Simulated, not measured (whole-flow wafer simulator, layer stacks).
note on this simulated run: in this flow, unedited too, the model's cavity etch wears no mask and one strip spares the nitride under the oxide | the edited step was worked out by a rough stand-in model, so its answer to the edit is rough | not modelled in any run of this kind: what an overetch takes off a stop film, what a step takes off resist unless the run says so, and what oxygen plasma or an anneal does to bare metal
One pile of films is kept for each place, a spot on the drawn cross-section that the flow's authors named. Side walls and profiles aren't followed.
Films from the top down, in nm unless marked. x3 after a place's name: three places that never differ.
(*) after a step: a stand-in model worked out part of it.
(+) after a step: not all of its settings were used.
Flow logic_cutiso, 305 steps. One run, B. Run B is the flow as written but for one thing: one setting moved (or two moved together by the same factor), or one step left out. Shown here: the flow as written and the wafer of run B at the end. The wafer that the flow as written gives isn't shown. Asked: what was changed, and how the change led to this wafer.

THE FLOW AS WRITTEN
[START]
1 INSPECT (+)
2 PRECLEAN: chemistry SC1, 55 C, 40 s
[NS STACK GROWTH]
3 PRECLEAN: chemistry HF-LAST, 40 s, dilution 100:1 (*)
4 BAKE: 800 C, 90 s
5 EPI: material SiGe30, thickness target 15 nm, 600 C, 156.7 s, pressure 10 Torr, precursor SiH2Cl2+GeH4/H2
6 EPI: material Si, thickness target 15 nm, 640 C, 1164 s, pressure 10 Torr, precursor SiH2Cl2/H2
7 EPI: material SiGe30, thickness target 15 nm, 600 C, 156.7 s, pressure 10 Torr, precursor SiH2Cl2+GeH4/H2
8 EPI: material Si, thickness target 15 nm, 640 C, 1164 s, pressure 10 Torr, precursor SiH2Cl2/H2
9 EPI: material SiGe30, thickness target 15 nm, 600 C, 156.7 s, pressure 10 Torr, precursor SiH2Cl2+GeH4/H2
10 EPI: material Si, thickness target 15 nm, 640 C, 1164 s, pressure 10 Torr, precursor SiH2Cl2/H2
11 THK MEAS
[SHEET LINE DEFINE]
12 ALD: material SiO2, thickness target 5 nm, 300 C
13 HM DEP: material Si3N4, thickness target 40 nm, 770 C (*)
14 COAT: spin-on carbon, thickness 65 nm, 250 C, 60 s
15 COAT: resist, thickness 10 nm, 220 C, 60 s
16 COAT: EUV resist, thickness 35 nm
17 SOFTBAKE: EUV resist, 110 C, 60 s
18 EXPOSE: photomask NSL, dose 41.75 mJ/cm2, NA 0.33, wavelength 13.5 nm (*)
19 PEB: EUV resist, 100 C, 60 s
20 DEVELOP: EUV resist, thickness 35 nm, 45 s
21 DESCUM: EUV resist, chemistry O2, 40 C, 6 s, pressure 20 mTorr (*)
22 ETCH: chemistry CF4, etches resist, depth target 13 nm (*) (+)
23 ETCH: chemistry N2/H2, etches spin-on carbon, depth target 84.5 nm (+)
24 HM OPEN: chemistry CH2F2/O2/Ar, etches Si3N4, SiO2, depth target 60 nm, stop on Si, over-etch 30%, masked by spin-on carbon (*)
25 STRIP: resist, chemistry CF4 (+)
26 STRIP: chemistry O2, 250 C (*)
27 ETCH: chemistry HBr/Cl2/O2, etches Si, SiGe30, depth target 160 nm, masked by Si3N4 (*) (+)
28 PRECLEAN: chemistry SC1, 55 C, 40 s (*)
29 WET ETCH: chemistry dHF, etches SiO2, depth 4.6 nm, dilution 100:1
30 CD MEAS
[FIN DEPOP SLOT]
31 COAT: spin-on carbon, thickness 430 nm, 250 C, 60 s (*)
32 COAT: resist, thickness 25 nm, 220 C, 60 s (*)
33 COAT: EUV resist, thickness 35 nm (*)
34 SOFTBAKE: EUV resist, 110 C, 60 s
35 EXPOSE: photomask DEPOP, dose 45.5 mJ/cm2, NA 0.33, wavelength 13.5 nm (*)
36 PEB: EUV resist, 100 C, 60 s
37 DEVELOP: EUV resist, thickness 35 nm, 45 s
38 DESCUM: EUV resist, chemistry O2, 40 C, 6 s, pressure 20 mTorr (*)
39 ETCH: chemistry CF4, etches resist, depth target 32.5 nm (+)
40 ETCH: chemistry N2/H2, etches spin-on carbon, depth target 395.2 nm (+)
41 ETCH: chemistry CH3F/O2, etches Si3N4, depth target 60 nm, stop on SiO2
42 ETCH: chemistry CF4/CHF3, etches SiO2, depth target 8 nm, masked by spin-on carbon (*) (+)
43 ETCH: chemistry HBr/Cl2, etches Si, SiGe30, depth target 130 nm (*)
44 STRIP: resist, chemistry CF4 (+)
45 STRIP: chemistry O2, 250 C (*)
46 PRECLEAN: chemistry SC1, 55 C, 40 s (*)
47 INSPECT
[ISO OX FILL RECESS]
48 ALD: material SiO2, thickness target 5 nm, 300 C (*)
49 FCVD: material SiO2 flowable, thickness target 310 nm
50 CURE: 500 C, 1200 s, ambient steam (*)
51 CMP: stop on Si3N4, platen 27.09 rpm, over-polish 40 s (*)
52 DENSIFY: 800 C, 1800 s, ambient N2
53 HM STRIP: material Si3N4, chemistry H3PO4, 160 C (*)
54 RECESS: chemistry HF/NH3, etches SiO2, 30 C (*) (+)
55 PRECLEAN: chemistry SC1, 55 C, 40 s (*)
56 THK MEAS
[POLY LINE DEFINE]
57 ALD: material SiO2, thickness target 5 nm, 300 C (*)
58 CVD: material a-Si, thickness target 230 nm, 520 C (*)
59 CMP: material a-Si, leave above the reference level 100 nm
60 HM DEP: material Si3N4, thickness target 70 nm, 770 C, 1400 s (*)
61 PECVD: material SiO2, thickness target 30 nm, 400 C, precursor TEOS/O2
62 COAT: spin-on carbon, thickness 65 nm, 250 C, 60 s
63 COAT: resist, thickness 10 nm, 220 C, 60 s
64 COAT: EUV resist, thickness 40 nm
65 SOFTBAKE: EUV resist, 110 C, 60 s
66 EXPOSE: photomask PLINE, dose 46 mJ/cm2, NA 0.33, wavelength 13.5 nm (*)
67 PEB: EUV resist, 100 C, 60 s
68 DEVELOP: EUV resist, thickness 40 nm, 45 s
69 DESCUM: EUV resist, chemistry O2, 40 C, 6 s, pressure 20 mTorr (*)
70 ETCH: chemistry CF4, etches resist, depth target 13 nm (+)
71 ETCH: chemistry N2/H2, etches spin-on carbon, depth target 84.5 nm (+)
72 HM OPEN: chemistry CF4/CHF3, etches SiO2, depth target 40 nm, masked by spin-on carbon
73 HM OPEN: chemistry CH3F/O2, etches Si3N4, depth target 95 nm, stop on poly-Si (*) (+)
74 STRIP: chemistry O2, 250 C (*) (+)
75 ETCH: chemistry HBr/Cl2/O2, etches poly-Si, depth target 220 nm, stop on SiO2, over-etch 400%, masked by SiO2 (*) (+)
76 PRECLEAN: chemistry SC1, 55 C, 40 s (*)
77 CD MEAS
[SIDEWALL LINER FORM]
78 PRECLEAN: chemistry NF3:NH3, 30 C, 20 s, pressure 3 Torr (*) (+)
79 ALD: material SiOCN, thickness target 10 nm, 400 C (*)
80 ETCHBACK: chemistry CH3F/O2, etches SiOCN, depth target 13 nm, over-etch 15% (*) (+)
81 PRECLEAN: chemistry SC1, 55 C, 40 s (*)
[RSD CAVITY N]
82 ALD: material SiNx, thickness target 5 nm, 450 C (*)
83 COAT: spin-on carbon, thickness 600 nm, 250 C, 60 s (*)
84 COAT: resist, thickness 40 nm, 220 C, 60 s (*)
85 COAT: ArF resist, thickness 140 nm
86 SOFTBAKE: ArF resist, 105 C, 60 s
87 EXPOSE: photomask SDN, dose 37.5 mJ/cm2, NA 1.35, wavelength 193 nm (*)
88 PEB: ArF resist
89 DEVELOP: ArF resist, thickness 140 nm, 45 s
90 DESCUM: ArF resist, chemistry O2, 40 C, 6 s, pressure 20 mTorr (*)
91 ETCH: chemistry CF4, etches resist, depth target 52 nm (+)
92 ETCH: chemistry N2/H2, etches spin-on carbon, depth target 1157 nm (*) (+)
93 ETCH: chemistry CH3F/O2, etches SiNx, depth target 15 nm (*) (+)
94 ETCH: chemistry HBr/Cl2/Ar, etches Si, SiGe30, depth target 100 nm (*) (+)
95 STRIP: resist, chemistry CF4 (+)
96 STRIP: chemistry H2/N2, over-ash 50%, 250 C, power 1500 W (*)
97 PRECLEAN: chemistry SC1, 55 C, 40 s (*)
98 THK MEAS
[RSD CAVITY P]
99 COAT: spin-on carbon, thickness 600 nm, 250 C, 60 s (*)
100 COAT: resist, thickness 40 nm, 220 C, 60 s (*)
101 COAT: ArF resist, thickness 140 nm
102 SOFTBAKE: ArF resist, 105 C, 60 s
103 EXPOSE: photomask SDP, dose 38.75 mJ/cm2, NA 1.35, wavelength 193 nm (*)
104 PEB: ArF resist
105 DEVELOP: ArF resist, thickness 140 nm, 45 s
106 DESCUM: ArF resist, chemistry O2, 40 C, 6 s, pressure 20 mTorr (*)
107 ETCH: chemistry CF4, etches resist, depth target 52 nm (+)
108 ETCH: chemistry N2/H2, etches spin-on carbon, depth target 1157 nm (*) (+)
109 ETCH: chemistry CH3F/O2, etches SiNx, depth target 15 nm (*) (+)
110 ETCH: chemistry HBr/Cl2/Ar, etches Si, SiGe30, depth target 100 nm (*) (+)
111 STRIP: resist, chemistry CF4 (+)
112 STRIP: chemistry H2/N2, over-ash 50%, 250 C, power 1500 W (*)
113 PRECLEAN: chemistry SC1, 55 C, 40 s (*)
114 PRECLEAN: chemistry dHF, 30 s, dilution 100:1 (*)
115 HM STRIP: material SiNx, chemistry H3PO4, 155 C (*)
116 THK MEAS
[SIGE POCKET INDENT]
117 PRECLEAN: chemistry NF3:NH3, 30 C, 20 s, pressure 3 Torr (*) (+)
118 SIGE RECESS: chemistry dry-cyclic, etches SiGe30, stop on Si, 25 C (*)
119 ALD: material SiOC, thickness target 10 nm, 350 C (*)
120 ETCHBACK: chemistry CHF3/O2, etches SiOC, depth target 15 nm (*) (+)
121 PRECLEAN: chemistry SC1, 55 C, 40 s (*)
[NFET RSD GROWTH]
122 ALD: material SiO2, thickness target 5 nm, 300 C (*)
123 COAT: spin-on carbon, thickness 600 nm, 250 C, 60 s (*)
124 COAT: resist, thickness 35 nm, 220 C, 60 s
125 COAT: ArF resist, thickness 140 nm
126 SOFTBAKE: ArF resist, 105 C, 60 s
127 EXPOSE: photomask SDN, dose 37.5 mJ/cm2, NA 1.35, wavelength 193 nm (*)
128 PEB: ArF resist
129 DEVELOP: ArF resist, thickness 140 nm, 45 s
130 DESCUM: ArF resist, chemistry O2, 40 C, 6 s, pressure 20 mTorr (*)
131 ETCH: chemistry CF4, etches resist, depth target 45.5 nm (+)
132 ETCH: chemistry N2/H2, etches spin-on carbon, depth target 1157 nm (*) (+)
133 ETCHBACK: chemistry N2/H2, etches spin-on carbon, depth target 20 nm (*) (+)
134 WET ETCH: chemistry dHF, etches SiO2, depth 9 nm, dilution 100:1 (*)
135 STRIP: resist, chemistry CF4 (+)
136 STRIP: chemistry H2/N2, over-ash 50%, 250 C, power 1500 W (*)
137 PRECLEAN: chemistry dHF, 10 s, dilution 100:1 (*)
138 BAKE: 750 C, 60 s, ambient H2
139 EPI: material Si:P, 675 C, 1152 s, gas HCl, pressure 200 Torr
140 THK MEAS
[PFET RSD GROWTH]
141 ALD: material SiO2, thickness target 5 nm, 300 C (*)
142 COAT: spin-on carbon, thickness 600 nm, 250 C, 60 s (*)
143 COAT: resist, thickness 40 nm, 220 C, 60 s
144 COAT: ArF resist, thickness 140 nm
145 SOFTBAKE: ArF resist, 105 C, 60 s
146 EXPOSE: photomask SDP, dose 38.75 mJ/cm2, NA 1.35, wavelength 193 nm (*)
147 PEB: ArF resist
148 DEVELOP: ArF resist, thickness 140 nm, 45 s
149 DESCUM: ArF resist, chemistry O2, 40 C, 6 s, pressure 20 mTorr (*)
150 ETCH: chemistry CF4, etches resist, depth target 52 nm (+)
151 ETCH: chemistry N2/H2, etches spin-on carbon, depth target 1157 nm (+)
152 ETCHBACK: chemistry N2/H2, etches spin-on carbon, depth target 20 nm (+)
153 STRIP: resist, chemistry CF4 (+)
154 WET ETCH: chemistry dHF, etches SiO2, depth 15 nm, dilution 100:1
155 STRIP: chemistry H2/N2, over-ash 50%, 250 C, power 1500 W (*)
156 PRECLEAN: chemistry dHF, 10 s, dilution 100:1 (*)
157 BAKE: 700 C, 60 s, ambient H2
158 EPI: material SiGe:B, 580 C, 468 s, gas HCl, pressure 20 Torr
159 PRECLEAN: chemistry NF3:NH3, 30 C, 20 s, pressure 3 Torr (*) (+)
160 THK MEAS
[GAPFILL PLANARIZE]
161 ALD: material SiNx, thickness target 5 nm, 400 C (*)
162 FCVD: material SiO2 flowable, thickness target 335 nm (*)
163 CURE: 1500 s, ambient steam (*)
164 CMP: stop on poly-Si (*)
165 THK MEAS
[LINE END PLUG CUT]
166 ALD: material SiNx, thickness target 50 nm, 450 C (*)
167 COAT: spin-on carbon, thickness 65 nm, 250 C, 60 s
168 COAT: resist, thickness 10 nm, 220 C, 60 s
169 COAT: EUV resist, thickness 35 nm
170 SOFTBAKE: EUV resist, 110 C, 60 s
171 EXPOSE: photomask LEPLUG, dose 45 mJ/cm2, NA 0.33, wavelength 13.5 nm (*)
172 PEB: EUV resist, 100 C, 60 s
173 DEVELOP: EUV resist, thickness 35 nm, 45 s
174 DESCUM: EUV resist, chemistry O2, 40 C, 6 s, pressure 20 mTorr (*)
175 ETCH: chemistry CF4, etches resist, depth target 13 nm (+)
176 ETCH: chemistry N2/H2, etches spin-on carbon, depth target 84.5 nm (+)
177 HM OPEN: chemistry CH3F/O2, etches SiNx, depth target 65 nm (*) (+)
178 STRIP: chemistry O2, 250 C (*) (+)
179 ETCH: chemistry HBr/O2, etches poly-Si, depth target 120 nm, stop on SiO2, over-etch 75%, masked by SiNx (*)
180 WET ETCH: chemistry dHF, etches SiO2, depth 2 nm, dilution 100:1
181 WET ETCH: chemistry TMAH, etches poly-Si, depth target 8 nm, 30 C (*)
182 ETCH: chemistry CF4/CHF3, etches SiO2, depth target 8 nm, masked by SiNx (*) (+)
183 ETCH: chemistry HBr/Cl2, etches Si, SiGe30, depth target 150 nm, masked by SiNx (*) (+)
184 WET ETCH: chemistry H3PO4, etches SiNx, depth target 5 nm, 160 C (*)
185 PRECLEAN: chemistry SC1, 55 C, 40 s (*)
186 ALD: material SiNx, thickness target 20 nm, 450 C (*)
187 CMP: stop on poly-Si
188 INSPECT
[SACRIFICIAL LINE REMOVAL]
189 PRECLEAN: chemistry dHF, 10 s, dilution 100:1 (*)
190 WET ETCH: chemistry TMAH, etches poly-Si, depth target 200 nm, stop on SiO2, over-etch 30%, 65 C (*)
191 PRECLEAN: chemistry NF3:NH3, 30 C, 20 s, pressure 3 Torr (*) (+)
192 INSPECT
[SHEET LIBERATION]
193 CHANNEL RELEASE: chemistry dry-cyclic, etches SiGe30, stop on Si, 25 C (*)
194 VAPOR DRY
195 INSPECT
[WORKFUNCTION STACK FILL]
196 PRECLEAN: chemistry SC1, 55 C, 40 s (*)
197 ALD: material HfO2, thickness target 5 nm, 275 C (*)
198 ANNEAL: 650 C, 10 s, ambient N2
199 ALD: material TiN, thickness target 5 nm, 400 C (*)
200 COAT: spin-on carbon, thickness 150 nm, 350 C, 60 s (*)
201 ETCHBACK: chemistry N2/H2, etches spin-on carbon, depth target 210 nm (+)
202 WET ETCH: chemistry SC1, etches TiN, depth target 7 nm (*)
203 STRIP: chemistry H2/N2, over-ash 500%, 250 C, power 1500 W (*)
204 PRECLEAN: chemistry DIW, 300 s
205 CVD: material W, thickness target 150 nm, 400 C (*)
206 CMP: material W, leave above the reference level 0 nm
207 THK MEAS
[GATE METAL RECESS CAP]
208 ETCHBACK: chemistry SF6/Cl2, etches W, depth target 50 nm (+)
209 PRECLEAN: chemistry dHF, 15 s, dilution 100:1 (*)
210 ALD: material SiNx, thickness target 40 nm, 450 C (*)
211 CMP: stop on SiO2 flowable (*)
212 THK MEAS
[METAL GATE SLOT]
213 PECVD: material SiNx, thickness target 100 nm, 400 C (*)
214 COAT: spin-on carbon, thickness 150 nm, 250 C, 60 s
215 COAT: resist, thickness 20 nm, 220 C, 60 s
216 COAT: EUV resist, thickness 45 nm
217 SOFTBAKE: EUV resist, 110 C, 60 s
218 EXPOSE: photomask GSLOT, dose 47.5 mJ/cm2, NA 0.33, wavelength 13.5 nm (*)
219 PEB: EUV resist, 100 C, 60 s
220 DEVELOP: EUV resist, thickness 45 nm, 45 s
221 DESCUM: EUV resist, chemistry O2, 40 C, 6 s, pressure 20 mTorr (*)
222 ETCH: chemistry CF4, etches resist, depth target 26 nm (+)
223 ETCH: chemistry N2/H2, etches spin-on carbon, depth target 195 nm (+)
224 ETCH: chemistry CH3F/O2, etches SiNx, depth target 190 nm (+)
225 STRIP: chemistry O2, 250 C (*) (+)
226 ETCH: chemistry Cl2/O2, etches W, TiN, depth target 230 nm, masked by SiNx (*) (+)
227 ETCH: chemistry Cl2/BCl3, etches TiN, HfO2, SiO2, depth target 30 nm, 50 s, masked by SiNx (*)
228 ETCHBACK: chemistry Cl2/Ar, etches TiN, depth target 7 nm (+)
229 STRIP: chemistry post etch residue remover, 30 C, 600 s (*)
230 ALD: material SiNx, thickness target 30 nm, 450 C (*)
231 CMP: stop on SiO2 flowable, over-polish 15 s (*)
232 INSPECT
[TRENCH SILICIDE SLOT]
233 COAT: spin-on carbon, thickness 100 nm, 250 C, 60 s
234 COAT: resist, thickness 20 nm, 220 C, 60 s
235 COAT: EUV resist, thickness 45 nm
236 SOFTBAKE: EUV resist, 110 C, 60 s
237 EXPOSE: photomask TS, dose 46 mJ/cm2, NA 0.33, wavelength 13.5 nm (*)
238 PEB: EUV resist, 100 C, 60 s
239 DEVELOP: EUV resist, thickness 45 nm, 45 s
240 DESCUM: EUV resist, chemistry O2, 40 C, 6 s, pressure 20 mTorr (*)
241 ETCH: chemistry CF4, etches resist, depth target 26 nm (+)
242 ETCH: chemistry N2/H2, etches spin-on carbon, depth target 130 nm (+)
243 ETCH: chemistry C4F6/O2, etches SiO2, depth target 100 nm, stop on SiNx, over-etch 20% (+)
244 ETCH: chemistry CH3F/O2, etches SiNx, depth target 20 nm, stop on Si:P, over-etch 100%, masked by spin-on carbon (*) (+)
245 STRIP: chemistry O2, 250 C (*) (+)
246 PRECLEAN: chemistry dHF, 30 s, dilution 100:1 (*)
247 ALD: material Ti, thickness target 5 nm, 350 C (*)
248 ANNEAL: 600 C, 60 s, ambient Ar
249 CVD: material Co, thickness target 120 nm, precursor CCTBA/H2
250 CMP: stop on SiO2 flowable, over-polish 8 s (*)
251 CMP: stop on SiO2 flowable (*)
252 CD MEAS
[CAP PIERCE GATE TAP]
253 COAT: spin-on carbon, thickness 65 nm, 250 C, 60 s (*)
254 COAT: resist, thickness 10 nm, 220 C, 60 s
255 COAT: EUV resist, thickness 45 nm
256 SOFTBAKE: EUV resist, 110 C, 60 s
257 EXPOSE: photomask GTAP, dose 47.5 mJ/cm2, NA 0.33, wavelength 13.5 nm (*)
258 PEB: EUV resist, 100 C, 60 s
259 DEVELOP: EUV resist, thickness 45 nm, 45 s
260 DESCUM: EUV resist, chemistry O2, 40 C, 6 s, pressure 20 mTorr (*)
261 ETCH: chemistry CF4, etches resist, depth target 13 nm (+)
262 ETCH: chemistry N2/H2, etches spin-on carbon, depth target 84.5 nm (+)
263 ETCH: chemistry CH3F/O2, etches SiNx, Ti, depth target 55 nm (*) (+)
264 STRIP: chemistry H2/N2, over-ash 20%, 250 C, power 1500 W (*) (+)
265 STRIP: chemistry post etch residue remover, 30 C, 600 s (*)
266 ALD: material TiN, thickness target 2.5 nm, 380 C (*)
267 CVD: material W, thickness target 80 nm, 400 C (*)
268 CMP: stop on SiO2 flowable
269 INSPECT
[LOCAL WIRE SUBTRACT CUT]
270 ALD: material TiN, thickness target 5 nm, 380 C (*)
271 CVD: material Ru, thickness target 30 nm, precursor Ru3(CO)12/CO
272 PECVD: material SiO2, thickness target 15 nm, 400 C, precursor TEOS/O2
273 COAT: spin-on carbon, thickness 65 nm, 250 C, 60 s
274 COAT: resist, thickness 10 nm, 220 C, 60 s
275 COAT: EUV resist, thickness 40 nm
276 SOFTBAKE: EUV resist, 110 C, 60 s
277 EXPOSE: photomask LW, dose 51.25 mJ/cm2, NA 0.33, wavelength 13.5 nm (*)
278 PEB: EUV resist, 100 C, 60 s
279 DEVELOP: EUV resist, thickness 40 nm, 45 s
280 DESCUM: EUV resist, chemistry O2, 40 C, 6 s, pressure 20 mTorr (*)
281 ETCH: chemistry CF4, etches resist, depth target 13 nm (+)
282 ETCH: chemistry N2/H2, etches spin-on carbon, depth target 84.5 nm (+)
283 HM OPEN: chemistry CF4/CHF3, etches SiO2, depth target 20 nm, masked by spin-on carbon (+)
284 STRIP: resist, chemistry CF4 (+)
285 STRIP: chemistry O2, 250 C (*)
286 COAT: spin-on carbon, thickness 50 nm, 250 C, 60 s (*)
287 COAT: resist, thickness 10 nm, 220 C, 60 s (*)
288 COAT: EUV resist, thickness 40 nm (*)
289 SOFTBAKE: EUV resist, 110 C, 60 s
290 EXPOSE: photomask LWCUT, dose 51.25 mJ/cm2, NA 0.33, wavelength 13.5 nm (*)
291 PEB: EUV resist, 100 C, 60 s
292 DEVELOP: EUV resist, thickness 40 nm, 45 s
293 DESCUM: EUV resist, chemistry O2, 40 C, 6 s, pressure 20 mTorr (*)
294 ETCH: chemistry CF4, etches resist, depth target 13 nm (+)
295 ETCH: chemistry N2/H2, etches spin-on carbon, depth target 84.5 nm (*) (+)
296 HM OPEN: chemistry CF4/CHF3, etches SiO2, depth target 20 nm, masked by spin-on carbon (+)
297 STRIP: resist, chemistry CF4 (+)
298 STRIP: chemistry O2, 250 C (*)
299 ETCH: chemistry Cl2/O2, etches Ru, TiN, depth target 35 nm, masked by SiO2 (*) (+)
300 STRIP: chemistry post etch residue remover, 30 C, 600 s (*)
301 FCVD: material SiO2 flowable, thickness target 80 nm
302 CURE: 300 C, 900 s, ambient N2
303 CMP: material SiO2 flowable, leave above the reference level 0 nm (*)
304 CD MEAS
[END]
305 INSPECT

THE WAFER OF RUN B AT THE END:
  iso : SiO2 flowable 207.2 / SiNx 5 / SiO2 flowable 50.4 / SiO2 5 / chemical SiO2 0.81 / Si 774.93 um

The cause: step 120, ETCHBACK: depth target 16.5 nm was run, where the flow has depth target 15 nm.

How the change led to this, step by step:
  120 ETCHBACK: chemistry CHF3/O2, etches SiOC, depth target 15 nm (*) (+)
      gxn: SiOC -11 (all of it), SiO2 -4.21 (all of it), Si3N4 -1 (as written it would be: SiOC -11 (all of it), SiO2 -4.21 (all of it))
      gxp: SiOC -11 (all of it), SiO2 -4.25 (all of it), Si3N4 -0.99 (as written it would be: SiOC -11 (all of it), SiO2 -4.25 (all of it))
      (and at 16 more places)
  164 CMP: stop on poly-Si (*)
      depop, dpovl, isow, ns, nsgap: SiO2 flowable -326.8 (all of it), SiNx -5 (all of it), SiO2 -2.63 (all of it), Si3N4 -70 (all of it) (as written it would be: SiO2 flowable -326.8 (all of it), SiNx -5 (all of it), SiO2 -4.13 (all of it), Si3N4 -70 (all of it))
      gfld, gxf: SiO2 flowable -252.8 (all of it), SiNx -5 (all of it), SiO2 -2.63 (all of it), Si3N4 -70 (all of it) (as written it would be: SiO2 flowable -251.9 (all of it), SiNx -5 (all of it), SiO2 -4.13 (all of it), Si3N4 -70 (all of it))
      (and at 3 more places)
